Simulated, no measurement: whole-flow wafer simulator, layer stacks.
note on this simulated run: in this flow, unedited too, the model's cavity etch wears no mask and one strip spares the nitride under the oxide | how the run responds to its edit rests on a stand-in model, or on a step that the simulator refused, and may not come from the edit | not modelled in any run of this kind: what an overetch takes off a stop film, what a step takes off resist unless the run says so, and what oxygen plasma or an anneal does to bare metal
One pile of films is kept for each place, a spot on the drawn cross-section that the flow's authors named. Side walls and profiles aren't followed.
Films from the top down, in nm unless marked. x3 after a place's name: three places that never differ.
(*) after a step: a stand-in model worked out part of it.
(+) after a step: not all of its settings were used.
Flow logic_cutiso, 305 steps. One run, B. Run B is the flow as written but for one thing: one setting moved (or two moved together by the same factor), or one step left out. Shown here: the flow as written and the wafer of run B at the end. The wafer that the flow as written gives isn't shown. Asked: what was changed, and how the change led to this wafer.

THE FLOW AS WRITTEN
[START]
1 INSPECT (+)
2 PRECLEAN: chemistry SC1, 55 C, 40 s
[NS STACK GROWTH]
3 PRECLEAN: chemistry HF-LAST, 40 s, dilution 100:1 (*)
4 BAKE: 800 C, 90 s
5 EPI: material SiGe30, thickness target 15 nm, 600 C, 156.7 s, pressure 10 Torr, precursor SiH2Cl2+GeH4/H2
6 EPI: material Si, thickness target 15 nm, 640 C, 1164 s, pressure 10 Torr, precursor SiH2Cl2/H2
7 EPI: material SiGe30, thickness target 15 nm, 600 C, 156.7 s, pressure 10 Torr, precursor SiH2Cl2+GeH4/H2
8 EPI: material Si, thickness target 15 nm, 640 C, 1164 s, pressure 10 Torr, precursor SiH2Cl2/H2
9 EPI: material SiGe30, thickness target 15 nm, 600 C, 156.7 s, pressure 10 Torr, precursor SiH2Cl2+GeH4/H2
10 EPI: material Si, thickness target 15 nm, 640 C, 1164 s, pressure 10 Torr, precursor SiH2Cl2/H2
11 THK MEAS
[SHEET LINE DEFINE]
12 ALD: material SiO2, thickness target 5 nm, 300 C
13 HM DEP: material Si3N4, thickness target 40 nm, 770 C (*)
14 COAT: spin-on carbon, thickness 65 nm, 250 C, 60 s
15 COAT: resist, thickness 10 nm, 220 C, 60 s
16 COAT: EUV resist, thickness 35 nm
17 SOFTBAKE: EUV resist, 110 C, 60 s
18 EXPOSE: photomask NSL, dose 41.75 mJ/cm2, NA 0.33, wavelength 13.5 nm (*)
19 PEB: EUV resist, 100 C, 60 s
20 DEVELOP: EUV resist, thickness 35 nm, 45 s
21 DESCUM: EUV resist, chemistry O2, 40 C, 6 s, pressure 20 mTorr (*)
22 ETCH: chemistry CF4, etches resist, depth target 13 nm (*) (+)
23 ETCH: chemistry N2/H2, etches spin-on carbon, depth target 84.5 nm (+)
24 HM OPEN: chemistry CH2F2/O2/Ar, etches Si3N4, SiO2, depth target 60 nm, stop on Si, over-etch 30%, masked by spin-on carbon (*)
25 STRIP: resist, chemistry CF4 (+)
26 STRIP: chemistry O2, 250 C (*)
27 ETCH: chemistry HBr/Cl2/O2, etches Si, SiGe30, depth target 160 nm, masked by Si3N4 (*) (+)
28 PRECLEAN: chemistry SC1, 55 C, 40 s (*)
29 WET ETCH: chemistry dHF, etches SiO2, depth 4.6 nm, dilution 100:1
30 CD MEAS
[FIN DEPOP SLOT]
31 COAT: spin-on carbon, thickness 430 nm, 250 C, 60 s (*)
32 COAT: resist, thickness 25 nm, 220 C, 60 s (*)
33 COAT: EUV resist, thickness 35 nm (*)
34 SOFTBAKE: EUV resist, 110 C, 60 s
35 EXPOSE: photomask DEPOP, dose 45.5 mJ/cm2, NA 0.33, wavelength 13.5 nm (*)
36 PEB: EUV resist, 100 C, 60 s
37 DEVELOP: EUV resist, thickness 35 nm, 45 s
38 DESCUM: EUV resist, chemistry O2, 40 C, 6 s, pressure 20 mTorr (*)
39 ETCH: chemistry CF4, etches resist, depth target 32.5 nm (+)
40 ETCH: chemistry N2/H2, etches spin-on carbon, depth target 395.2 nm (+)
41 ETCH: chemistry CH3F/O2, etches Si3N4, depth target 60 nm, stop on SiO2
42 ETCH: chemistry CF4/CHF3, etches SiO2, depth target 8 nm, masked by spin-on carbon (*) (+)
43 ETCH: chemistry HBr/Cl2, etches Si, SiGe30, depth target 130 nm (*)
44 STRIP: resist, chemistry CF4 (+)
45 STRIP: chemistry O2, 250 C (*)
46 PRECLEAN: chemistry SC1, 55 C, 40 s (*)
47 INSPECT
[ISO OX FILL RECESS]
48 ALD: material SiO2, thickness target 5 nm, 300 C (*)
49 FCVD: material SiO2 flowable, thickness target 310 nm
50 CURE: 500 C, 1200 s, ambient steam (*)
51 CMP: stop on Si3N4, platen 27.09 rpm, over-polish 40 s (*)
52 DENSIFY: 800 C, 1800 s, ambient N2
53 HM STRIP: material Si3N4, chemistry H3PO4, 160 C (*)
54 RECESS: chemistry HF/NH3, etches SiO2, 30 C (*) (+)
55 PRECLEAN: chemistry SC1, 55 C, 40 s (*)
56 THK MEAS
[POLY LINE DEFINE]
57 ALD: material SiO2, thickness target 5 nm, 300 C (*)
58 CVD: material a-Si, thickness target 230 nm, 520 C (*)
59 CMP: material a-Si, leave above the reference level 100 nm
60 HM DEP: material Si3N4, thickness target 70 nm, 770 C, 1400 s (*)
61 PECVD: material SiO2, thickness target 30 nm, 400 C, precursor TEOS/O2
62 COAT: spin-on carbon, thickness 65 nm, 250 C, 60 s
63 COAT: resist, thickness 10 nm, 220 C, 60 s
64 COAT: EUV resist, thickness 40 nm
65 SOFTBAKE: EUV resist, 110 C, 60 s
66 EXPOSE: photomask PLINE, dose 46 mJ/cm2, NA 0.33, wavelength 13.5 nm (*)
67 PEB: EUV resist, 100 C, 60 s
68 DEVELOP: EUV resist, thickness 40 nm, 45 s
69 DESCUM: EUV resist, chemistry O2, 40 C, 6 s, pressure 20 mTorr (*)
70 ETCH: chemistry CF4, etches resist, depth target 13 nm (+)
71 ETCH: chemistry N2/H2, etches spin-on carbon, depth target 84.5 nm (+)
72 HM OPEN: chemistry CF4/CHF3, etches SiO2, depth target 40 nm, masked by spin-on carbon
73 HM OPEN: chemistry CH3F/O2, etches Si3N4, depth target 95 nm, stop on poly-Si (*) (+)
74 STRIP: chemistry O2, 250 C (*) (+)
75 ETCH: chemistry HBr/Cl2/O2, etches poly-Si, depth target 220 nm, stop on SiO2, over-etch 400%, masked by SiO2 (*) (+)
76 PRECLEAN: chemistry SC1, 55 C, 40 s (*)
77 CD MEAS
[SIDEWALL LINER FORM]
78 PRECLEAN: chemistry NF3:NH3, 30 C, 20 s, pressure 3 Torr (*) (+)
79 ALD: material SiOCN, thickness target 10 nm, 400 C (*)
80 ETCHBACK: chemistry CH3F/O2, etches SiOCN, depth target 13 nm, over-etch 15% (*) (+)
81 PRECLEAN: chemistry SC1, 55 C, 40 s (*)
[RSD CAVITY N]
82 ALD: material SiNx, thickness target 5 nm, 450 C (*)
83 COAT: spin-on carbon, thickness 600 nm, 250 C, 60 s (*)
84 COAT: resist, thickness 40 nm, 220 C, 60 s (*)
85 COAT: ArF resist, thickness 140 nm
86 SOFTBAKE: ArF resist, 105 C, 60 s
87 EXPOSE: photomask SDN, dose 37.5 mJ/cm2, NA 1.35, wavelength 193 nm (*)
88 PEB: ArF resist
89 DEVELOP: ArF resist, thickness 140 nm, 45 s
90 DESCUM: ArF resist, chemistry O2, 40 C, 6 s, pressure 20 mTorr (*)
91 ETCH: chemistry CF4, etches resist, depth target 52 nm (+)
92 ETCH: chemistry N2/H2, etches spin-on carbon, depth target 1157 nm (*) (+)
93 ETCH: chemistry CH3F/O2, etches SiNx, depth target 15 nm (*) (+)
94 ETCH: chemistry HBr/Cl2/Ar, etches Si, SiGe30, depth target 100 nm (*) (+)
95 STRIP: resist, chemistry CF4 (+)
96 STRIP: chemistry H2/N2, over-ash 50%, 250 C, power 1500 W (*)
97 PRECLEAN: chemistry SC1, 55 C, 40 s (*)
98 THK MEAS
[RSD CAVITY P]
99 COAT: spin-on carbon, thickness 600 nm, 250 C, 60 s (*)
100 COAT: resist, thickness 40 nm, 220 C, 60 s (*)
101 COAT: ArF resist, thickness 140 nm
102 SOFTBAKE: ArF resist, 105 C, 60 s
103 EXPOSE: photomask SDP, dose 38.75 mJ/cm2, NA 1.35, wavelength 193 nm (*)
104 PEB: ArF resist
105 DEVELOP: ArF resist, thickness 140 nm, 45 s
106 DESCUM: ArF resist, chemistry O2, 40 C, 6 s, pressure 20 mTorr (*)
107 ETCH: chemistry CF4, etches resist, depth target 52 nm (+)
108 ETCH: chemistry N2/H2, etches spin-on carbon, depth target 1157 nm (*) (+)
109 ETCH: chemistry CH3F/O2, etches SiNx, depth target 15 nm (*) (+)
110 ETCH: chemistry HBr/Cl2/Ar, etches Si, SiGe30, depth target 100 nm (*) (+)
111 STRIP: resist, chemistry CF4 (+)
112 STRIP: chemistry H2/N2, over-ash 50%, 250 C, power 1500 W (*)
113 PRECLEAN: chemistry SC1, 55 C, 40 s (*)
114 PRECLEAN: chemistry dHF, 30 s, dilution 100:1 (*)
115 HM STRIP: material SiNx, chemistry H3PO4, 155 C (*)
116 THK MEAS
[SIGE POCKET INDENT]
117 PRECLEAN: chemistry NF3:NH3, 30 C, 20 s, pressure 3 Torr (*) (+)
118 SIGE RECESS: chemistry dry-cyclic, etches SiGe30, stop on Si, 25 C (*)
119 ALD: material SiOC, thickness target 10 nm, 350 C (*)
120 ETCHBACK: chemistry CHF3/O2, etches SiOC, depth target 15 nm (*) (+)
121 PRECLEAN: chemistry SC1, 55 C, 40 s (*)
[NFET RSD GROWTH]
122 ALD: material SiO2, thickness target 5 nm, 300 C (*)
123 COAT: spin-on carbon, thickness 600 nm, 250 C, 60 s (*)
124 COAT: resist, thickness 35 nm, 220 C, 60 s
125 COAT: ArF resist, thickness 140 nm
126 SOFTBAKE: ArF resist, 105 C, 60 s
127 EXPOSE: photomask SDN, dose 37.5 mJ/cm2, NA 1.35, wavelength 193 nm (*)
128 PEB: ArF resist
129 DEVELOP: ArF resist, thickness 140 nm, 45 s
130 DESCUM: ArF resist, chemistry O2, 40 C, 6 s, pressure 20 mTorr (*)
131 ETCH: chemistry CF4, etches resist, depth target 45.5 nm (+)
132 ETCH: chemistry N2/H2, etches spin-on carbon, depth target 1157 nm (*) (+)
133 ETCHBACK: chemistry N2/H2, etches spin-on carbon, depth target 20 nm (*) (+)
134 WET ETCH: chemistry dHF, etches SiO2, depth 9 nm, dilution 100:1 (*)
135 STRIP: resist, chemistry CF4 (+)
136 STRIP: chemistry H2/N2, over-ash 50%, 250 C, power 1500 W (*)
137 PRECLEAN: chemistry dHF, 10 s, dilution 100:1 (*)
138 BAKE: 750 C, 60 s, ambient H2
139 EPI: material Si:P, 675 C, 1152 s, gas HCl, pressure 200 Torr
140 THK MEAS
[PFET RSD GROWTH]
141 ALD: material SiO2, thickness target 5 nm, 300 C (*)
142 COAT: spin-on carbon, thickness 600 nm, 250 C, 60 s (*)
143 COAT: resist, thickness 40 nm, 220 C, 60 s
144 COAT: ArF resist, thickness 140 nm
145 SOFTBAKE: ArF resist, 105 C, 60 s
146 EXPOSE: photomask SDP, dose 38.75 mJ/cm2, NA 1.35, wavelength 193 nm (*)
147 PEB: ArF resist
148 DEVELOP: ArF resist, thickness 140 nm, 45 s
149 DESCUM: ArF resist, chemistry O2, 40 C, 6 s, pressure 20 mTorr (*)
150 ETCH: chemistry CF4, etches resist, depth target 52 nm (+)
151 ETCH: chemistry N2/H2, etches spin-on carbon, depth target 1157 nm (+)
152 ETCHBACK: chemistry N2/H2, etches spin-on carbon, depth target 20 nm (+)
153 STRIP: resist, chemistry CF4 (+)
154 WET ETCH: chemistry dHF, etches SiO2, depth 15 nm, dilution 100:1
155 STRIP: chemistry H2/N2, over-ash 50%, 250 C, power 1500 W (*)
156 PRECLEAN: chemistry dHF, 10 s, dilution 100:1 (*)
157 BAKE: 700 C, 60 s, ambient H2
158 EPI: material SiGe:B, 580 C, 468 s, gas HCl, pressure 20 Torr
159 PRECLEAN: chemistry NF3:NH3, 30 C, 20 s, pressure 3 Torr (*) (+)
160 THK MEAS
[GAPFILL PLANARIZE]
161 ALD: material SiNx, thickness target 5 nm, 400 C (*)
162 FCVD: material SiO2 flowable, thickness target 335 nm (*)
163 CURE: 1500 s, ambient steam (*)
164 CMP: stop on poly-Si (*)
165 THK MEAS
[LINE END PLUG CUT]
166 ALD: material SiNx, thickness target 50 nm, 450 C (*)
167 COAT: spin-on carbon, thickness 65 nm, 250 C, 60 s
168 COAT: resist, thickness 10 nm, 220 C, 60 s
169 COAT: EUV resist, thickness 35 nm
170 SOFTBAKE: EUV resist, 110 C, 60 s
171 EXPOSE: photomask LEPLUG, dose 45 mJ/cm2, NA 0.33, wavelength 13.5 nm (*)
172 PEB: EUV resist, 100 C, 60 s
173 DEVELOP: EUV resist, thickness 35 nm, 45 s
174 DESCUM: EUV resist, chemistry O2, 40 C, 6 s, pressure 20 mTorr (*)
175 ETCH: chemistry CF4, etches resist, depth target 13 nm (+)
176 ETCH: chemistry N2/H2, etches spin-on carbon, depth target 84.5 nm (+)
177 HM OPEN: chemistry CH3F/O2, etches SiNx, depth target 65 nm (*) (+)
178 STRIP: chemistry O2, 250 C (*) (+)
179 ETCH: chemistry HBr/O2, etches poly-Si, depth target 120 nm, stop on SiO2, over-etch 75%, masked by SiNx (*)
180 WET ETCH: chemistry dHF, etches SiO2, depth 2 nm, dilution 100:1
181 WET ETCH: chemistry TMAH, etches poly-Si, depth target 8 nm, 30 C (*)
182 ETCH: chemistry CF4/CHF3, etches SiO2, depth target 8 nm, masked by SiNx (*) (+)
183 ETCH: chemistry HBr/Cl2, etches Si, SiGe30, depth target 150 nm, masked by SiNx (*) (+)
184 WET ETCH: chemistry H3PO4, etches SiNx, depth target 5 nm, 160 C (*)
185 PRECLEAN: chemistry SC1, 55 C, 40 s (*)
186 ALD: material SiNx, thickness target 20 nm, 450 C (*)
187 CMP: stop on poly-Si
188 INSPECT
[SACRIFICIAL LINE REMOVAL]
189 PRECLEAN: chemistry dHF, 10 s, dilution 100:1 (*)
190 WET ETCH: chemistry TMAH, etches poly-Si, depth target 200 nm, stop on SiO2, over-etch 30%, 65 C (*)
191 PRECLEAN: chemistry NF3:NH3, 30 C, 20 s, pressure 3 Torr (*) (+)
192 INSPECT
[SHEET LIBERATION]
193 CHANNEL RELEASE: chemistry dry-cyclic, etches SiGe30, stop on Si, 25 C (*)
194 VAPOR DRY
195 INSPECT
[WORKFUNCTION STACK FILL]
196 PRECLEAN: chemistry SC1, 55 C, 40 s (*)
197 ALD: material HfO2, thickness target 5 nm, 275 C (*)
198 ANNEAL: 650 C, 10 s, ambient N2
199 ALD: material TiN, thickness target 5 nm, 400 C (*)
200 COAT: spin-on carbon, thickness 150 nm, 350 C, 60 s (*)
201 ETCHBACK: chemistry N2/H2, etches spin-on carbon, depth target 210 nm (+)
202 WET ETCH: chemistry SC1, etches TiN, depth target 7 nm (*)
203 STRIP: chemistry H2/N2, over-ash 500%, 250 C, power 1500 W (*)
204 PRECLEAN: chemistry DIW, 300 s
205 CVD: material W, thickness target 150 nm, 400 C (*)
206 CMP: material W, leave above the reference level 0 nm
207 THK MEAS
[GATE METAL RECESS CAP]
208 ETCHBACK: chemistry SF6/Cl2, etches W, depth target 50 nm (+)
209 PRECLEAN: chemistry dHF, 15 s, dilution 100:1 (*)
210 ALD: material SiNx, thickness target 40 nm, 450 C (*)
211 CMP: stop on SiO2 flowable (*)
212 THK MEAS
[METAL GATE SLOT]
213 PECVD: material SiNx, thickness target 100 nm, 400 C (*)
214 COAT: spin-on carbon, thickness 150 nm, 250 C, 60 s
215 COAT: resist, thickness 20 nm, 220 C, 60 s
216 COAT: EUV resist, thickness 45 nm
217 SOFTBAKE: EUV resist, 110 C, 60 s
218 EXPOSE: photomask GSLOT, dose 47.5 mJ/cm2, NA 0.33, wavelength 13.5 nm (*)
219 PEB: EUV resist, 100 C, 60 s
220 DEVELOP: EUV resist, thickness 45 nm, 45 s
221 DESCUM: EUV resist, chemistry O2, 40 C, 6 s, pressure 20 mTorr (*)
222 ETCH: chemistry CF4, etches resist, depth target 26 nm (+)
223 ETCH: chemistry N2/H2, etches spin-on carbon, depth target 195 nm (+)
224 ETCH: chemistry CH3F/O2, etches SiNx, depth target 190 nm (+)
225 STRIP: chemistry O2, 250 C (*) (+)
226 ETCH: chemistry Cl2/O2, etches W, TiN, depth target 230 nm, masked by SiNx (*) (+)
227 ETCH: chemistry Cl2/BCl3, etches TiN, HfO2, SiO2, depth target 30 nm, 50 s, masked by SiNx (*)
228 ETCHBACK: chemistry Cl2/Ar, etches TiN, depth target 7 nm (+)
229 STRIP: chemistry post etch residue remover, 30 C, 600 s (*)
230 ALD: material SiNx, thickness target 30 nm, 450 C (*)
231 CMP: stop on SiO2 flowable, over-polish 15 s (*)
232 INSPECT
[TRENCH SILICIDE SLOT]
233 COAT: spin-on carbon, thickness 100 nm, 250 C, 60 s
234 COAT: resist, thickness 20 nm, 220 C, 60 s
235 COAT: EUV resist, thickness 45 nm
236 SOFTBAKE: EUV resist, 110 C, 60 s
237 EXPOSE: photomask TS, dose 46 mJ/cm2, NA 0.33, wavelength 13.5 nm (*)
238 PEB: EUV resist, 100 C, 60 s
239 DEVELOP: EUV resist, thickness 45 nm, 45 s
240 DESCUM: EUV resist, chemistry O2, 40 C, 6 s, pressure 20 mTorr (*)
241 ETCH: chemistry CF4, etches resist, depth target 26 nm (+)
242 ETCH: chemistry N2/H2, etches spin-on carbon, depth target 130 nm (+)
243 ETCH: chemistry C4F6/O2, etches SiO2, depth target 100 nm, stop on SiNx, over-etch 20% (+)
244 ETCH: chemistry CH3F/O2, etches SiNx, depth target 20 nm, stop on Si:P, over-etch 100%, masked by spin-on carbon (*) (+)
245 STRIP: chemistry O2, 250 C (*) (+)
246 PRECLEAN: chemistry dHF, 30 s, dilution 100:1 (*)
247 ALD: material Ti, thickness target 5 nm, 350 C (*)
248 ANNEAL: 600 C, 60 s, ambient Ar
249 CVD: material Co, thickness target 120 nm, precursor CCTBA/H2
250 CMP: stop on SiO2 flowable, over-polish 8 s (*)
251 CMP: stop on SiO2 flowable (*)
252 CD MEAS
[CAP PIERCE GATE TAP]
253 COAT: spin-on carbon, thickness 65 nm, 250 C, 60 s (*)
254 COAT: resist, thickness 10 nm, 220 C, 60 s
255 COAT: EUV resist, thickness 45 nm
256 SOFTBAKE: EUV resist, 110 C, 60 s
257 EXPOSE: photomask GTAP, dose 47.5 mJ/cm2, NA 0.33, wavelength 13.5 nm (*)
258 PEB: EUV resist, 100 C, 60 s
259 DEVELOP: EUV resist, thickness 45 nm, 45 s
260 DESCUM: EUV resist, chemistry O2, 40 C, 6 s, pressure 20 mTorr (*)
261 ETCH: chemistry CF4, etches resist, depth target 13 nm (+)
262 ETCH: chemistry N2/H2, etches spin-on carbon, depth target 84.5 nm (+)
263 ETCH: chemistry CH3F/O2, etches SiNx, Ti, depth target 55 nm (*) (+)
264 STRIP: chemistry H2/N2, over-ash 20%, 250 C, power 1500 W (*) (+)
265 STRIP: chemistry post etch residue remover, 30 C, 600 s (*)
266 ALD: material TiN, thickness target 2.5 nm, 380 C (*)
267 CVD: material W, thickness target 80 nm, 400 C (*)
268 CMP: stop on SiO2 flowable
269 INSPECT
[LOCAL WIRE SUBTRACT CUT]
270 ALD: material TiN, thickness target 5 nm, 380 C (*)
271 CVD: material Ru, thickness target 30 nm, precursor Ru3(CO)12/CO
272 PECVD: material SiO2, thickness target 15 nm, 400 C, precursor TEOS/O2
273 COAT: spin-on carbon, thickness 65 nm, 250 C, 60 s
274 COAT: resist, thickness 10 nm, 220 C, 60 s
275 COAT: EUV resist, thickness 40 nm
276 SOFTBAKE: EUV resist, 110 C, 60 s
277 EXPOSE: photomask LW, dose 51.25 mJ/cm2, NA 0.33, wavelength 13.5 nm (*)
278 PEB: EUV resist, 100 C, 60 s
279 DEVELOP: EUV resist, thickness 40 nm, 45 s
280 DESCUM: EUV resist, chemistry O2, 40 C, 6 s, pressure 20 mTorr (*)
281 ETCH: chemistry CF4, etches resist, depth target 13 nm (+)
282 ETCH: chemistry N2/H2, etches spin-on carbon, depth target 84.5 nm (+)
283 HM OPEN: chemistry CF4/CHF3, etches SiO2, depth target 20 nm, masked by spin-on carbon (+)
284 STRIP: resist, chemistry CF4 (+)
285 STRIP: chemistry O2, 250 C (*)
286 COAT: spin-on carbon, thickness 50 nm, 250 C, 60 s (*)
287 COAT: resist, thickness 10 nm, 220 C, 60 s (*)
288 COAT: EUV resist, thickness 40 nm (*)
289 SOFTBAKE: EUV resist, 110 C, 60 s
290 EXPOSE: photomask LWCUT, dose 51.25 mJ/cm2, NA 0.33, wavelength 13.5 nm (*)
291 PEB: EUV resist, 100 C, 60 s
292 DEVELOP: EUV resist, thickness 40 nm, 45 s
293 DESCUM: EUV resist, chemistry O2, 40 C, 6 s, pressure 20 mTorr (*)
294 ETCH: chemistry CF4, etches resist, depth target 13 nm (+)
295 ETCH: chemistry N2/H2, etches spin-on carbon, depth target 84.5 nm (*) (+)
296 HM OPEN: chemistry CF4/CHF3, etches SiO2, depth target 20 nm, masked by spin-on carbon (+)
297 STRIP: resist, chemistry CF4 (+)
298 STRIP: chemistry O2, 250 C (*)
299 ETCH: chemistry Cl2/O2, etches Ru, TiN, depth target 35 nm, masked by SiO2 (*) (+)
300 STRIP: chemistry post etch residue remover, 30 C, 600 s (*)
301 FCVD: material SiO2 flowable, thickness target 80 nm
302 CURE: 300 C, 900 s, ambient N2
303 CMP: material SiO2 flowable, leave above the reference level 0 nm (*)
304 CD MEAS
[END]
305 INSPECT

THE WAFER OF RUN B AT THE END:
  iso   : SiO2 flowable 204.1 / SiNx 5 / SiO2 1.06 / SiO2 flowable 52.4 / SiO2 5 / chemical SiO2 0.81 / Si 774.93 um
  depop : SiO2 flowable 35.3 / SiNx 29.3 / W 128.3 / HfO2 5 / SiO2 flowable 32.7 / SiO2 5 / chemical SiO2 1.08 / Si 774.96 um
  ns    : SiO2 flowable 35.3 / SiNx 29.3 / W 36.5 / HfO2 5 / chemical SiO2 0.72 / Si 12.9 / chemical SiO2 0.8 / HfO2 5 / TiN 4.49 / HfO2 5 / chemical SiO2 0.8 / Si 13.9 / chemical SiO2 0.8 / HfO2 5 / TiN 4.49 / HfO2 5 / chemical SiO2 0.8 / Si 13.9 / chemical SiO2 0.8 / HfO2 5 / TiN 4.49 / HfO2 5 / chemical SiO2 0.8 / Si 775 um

The cause: step 137, PRECLEAN: chemistry dHF, 10 s, dilution 100:1 (*), was left out.

How the change led to this, step by step:
  153 STRIP: resist, chemistry CF4 (+)
      glp: SiO2 -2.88 (all of it) (as written it would be: SiO2 -1.36 (all of it))
      gxp: SiO2 -4.58 (all of it) (as written it would be: SiO2 -3.06 (all of it))
      (and at 1 more place)
  154 WET ETCH: chemistry dHF, etches SiO2, depth 15 nm, dilution 100:1
      rsdp: SiO2 -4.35 (all of it), chemical SiO2 -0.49 (all of it) (as written it would be: SiO2 -2.75 (all of it), chemical SiO2 -0.49 (all of it))
      rsdw: SiO2 -3.86 (all of it), chemical SiO2 -0.49 (all of it) (as written it would be: SiO2 -2.25 (all of it), chemical SiO2 -0.49 (all of it))
  159 PRECLEAN: chemistry NF3:NH3, 30 C, 20 s, pressure 3 Torr (*) (+)
      iso: SiO2 -7.42 (as written it would be: SiO2 -6.96 (all of it), SiO2 flowable -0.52)
      lnri: SiO2 -7.42 (as written it would be: SiO2 -6.96 (all of it), SiOCN -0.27)
  161 ALD: material SiNx, thickness target 5 nm, 400 C (*)
      gxp: SiNx +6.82 (new film) (as written it would be: SiNx +5 (new film))
  164 CMP: stop on poly-Si (*)
      lnri: SiO2 flowable -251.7 (all of it), SiNx -5 (all of it), SiO2 -1.06 (all of it), SiOCN -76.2 (as written it would be: SiO2 flowable -250.1 (all of it), SiNx -5 (all of it), SiOCN -75.9)
      depop, dpovl, isow, ns, nsgap: SiO2 flowable -326.8 (all of it), SiNx -5 (all of it), SiO2 -5.65 (all of it), Si3N4 -70 (all of it) (as written it would be: SiO2 flowable -326.8 (all of it), SiNx -5 (all of it), SiO2 -4.13 (all of it), Si3N4 -70 (all of it))
      (and at 4 more places)
